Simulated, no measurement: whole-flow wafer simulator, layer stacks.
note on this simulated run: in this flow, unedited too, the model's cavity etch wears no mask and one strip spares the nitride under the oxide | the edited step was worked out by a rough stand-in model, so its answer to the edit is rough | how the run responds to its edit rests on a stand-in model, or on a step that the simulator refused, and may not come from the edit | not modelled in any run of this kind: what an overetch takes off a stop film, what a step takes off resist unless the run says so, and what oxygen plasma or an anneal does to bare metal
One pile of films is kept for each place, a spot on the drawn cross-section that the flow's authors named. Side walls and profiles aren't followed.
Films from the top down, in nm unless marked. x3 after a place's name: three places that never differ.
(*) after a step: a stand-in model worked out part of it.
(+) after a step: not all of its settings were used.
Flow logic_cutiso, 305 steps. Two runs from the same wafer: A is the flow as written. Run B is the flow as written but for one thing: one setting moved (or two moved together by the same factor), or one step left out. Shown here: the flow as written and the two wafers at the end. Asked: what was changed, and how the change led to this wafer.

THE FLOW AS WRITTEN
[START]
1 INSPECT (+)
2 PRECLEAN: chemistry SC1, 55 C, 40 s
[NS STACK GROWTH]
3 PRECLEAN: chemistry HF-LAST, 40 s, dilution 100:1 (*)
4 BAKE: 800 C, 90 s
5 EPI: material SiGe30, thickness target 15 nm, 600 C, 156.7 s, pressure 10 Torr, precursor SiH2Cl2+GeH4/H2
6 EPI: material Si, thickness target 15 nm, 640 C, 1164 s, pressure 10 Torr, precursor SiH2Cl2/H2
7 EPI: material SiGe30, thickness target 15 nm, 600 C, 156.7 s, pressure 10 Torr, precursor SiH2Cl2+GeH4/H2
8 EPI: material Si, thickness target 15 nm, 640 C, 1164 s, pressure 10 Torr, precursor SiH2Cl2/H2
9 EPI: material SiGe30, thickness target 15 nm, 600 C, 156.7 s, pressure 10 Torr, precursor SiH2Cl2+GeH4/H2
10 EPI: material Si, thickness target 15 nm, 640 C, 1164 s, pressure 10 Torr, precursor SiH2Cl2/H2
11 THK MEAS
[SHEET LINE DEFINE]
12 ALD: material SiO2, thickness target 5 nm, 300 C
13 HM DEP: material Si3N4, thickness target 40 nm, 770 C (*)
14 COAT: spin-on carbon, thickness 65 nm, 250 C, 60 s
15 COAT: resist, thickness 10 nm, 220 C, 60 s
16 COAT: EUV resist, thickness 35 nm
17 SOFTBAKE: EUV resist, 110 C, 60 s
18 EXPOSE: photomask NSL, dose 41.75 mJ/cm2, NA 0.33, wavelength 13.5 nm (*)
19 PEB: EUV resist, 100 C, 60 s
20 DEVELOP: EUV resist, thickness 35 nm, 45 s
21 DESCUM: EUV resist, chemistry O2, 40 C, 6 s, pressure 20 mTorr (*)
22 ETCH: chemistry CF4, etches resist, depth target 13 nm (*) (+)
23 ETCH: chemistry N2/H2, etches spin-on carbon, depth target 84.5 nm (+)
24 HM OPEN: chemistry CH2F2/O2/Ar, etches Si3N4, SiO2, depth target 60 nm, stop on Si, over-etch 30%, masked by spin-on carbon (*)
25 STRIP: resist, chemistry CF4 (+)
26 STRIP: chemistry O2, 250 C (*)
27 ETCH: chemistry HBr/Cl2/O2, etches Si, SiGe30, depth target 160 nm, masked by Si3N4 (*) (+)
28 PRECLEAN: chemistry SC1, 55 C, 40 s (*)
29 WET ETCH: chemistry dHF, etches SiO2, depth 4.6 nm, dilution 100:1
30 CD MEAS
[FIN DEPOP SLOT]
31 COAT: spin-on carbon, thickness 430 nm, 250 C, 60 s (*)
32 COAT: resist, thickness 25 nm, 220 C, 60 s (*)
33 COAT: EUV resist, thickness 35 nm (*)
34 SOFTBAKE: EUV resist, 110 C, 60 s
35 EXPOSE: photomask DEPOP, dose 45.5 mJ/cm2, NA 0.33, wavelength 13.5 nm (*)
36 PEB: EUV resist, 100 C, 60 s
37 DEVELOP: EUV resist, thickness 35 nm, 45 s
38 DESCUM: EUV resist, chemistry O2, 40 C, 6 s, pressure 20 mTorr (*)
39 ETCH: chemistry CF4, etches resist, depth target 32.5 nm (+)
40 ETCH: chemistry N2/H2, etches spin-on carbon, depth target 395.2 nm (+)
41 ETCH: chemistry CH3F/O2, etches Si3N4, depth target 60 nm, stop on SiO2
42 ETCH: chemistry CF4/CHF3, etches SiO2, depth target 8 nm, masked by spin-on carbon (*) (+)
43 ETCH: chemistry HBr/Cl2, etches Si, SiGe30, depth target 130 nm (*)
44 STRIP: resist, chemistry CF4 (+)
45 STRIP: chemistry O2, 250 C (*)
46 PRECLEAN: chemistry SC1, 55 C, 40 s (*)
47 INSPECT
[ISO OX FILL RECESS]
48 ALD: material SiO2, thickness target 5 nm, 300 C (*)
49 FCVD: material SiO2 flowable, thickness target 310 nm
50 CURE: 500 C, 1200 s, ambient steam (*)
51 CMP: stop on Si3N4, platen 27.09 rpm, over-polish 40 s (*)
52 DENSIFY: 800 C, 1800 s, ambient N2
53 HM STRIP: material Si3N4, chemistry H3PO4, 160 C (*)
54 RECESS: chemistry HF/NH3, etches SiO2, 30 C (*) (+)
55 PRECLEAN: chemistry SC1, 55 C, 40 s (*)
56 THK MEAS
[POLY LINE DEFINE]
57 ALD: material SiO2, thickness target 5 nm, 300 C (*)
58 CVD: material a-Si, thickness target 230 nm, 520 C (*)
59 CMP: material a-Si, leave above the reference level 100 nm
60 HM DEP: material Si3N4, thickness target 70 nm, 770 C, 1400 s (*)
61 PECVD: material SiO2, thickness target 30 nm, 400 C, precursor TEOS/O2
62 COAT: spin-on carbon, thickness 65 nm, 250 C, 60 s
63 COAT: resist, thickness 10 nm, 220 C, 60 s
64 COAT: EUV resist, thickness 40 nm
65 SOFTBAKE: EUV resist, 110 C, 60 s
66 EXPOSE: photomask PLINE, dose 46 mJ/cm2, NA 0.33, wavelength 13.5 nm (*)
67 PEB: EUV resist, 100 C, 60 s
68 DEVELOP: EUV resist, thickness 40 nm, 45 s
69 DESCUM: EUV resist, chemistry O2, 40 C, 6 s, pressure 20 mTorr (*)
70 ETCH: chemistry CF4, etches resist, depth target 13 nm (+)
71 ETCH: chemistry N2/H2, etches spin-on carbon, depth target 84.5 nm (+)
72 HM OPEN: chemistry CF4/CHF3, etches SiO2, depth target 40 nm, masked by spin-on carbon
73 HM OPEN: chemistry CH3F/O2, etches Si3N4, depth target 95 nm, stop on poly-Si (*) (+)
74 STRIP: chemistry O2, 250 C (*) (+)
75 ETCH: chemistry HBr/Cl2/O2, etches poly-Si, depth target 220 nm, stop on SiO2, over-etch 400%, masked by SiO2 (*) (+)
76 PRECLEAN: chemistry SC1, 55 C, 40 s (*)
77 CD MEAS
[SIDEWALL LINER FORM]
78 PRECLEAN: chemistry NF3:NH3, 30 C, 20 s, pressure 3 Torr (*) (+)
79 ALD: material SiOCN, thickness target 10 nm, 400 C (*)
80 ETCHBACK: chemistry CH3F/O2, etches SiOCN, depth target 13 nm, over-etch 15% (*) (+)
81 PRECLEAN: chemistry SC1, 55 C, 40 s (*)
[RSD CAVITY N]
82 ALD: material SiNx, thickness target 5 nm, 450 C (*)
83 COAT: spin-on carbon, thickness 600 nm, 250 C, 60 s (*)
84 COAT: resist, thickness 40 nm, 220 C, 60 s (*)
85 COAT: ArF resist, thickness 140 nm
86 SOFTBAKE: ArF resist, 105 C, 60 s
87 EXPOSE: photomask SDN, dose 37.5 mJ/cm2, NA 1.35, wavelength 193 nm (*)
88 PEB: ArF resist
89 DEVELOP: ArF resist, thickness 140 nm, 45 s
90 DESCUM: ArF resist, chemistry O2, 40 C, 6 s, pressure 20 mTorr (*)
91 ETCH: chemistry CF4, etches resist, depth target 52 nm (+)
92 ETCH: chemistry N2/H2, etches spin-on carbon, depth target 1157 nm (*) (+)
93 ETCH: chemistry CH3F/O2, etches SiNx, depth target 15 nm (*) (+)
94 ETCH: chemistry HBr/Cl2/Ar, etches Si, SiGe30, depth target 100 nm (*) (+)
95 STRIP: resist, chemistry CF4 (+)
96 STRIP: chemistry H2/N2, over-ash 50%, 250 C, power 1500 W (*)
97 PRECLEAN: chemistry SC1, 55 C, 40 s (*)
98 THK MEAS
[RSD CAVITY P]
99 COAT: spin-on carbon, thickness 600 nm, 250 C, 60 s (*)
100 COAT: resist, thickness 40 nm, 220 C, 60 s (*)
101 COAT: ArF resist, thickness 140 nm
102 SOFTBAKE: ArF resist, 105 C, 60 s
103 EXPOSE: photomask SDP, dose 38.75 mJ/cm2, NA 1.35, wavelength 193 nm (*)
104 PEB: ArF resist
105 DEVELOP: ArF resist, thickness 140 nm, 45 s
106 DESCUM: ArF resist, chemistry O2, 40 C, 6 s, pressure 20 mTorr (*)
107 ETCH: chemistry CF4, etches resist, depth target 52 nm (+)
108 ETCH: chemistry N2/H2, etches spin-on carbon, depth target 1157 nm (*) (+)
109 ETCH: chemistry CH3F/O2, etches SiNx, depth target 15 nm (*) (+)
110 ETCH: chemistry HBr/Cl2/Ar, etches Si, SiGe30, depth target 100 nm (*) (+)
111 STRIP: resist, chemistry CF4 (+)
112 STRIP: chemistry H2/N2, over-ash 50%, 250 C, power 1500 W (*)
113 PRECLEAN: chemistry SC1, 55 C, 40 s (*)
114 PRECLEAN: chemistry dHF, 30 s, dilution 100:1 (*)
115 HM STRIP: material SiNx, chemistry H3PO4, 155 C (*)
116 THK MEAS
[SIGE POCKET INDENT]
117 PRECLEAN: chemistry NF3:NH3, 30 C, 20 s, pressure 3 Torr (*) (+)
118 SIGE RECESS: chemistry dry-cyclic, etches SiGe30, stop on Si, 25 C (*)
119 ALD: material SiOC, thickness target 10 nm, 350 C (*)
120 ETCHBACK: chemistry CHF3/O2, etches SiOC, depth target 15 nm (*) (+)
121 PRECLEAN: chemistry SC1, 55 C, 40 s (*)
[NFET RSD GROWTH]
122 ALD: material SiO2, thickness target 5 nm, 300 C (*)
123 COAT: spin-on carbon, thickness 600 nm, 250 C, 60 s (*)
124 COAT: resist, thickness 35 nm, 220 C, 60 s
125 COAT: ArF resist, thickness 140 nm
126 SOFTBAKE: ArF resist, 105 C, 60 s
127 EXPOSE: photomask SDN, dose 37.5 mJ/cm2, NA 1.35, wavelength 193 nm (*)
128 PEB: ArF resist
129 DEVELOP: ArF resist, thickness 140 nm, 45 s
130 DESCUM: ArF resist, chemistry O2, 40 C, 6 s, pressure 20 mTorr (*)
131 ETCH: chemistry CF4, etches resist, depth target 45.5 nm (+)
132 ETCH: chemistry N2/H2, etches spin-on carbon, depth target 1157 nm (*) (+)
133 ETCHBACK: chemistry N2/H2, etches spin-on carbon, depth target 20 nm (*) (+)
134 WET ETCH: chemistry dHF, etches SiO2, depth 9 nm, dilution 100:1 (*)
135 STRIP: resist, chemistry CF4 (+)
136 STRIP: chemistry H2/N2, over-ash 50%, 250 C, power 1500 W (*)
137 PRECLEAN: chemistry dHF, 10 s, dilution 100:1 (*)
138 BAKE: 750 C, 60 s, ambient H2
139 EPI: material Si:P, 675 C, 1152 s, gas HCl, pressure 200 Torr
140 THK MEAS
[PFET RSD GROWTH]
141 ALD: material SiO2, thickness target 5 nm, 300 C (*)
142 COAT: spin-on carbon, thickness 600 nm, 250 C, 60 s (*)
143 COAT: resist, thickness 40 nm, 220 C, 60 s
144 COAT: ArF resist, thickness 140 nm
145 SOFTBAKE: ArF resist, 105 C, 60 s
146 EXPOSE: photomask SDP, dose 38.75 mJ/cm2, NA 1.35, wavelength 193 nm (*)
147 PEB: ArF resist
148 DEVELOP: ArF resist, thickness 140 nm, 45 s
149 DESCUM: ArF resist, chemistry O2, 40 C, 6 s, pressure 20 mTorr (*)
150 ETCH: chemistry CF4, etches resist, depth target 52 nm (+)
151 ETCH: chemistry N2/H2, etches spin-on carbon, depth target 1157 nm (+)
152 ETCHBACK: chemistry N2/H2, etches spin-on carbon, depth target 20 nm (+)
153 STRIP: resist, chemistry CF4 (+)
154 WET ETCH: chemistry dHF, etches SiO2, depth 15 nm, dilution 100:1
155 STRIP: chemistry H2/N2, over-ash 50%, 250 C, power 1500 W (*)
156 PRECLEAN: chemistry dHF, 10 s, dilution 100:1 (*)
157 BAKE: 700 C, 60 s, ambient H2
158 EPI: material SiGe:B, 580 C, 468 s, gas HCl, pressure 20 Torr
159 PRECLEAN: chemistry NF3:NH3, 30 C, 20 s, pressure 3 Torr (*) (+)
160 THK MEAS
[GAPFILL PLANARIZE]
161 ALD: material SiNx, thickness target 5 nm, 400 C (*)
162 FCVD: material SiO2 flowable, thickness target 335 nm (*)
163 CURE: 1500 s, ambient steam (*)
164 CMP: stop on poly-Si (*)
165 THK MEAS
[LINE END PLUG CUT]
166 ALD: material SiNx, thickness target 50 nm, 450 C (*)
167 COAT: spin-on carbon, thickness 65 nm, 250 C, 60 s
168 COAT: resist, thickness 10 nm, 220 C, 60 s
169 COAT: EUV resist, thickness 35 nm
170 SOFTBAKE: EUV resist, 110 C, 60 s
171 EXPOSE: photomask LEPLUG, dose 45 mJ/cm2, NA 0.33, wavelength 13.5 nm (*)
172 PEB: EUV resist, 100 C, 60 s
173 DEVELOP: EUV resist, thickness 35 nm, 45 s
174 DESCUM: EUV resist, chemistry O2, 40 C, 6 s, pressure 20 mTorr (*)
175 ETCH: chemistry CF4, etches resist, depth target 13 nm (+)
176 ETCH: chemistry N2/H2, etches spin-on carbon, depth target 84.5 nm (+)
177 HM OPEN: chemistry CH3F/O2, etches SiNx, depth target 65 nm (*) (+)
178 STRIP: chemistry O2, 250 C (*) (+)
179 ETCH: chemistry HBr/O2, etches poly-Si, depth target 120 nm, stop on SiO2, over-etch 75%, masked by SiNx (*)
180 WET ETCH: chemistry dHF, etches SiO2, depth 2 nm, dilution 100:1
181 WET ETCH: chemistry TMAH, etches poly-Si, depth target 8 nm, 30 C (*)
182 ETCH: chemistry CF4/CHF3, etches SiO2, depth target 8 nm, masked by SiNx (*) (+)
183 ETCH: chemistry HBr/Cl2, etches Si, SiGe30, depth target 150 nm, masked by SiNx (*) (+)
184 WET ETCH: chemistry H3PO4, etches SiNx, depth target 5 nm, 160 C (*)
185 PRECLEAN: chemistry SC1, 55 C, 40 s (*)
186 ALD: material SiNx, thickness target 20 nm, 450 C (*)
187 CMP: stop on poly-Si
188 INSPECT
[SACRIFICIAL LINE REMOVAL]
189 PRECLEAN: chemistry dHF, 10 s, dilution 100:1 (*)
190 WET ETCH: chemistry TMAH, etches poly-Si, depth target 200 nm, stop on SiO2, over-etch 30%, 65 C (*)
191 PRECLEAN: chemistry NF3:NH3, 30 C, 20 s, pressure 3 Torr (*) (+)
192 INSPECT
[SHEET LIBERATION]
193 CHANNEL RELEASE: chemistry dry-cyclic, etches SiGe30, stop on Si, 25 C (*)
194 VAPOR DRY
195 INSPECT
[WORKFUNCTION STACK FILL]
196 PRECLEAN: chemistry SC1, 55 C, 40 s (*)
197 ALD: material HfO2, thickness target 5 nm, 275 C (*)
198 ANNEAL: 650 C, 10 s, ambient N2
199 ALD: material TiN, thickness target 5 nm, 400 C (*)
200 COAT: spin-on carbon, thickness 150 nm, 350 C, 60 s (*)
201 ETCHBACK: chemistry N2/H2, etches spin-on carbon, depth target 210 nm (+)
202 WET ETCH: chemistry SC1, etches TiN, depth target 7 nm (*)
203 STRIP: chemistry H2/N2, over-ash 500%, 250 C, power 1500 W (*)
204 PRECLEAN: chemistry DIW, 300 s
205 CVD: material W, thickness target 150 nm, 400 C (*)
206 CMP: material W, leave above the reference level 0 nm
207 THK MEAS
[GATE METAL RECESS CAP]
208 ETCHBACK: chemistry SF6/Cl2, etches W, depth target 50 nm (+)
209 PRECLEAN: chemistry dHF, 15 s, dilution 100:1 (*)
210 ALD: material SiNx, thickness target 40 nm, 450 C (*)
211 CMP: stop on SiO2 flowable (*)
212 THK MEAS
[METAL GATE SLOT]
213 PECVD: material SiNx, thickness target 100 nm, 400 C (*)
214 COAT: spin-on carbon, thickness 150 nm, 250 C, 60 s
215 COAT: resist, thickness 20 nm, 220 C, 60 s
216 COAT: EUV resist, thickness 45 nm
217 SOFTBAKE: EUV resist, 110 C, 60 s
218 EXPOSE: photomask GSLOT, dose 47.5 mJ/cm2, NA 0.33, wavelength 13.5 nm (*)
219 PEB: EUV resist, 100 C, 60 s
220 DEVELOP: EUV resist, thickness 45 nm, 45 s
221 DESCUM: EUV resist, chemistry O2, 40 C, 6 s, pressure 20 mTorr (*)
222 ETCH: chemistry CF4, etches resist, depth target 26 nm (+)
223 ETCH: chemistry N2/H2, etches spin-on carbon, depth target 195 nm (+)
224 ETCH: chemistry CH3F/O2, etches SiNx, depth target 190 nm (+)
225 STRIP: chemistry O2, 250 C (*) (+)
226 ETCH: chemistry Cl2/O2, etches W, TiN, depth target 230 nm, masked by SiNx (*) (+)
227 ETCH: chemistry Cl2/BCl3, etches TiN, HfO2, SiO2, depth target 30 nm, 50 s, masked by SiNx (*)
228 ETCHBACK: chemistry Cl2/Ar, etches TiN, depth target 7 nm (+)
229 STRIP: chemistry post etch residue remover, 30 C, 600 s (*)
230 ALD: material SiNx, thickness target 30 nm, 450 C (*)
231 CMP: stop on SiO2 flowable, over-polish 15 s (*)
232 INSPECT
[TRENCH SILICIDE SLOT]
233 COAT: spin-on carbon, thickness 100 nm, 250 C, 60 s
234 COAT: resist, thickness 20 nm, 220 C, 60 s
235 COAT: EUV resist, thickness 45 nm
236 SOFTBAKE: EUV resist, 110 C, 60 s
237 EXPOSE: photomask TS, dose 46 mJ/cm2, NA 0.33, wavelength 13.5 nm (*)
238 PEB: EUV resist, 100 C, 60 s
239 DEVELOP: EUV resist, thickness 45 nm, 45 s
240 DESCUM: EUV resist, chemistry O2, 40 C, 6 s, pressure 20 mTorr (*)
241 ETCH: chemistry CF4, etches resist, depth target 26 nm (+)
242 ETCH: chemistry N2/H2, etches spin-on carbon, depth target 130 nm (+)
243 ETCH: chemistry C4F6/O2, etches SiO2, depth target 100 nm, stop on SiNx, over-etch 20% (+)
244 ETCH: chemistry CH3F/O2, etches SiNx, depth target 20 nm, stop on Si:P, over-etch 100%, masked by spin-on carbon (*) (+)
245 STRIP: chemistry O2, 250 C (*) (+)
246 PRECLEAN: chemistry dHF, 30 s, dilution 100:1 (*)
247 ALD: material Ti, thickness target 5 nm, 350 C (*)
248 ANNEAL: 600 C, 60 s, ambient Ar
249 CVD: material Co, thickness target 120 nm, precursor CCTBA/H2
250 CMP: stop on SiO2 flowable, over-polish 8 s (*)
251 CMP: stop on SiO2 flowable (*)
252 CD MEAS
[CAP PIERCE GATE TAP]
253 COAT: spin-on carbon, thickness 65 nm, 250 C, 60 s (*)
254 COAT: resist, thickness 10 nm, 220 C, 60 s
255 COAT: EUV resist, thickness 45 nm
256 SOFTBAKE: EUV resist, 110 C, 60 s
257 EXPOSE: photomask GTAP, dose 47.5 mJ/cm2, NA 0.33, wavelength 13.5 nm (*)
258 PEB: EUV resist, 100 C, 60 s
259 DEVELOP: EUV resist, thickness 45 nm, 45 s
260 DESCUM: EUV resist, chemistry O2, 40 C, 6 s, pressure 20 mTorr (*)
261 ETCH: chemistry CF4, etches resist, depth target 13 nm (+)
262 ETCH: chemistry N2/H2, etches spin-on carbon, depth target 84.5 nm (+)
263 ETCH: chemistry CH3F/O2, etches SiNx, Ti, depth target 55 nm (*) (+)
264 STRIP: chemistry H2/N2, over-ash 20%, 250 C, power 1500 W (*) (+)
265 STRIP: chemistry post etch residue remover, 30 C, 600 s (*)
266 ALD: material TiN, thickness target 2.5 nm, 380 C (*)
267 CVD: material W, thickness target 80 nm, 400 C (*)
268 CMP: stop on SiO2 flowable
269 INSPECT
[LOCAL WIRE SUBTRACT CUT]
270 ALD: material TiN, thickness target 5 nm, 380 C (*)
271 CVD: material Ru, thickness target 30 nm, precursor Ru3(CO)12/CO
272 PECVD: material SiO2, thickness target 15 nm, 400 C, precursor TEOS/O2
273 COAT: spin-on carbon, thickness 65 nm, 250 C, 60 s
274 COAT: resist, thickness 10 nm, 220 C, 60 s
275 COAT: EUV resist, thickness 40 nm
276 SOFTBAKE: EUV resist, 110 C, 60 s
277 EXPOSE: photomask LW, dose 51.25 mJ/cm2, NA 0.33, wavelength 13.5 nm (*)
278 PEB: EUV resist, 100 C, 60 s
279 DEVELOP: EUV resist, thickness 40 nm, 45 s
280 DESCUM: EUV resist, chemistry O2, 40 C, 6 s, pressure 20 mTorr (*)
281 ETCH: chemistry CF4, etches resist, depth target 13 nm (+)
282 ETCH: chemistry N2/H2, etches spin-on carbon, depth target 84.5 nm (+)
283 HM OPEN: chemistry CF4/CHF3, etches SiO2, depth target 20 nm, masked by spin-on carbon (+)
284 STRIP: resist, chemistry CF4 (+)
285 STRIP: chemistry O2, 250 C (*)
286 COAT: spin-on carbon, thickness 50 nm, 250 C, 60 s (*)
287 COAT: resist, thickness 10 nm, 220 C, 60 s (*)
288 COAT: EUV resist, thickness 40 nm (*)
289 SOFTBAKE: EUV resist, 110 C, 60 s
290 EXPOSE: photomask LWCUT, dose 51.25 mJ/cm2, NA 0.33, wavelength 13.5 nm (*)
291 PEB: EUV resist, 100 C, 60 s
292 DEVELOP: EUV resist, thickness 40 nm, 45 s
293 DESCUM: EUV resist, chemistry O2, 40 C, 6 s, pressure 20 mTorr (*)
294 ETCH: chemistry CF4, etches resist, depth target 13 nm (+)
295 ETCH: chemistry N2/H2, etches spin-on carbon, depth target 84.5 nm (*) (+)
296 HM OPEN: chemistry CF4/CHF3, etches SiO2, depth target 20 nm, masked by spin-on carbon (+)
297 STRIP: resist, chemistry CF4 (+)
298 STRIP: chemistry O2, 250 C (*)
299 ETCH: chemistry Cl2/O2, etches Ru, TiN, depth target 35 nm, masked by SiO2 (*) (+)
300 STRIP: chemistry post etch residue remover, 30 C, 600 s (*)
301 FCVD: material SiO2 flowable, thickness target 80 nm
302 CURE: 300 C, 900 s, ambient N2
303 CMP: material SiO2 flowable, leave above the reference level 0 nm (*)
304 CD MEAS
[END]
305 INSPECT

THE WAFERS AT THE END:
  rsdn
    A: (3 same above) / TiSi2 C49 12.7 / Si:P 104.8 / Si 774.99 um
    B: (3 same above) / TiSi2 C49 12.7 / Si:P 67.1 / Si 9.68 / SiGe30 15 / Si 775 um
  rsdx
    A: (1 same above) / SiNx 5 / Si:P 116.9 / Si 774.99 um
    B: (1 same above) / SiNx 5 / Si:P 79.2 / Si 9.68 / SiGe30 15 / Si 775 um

The cause: step 94, ETCH: depth target 50 nm was run, where the flow has depth target 100 nm.

How the change led to this, step by step:
  94 ETCH: chemistry HBr/Cl2/Ar, etches Si, SiGe30, depth target 100 nm (*) (+)
      rsdn, rsdx: A chemical SiO2 -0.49 (all of it), Si -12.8 (all of it), SiGe30 -15 (all of it), Si -15 (all of it), SiGe30 -15 (all of it), Si -15 (all of it), SiGe30 -15 (all of it), Si -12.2 | B chemical SiO2 -0.49 (all of it), Si -12.8 (all of it), SiGe30 -15 (all of it), Si -15 (all of it), SiGe30 -7.17
  99 COAT: spin-on carbon, thickness 600 nm, 250 C, 60 s (*)
      rsdn: A spin-on carbon +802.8 (new film) | B spin-on carbon +761.1 (new film)
      rsdx: A spin-on carbon +802.8 (new film) | B spin-on carbon +761 (new film)
  112 STRIP: chemistry H2/N2, over-ash 50%, 250 C, power 1500 W (*)
      rsdn: A spin-on carbon -802.8 (all of it) | B spin-on carbon -761.1 (all of it)
      rsdx: A spin-on carbon -802.8 (all of it) | B spin-on carbon -761 (all of it)
  115 HM STRIP: material SiNx, chemistry H3PO4, 155 C (*)
      rsdn, rsdx: A chemical SiO2 +0.5 (new film), Si -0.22 | B chemical SiO2 +0.5 (new film), SiGe30 -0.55
  118 SIGE RECESS: chemistry dry-cyclic, etches SiGe30, stop on Si, 25 C (*)
      rsdn, rsdx: A nothing | B SiGe30 -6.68 (all of it)
  120 ETCHBACK: chemistry CHF3/O2, etches SiOC, depth target 15 nm (*) (+)
      rsdn, rsdx: A SiOC -10 (all of it) | B SiOC -10 (all of it), Si -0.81
  123 COAT: spin-on carbon, thickness 600 nm, 250 C, 60 s (*)
      rsdn, rsdx: A spin-on carbon +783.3 (new film) | B spin-on carbon +746.5 (new film)
  132 ETCH: chemistry N2/H2, etches spin-on carbon, depth target 1157 nm (*) (+)
      rsdn, rsdx: A spin-on carbon -778.1 (all of it) | B spin-on carbon -741.2 (all of it), SiO2 -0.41
      depop, dpovl, gfld and 12 more: A ArF resist -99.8 (all of it), resist -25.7 | B ArF resist -99.8 (all of it), resist -25.1
  135 STRIP: resist, chemistry CF4 (+)
      rsdn, rsdx: A nothing | B Si -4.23
      depop, dpovl, isow, ns, nsgap, rsdp: A resist -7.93 (all of it) | B resist -8.57 (all of it)
      (and at 14 more places)
  139 EPI: material Si:P, 675 C, 1152 s, gas HCl, pressure 200 Torr
      rsdn, rsdx: A Si:P +116.9 (new film) | B Si:P +79.2 (new film)
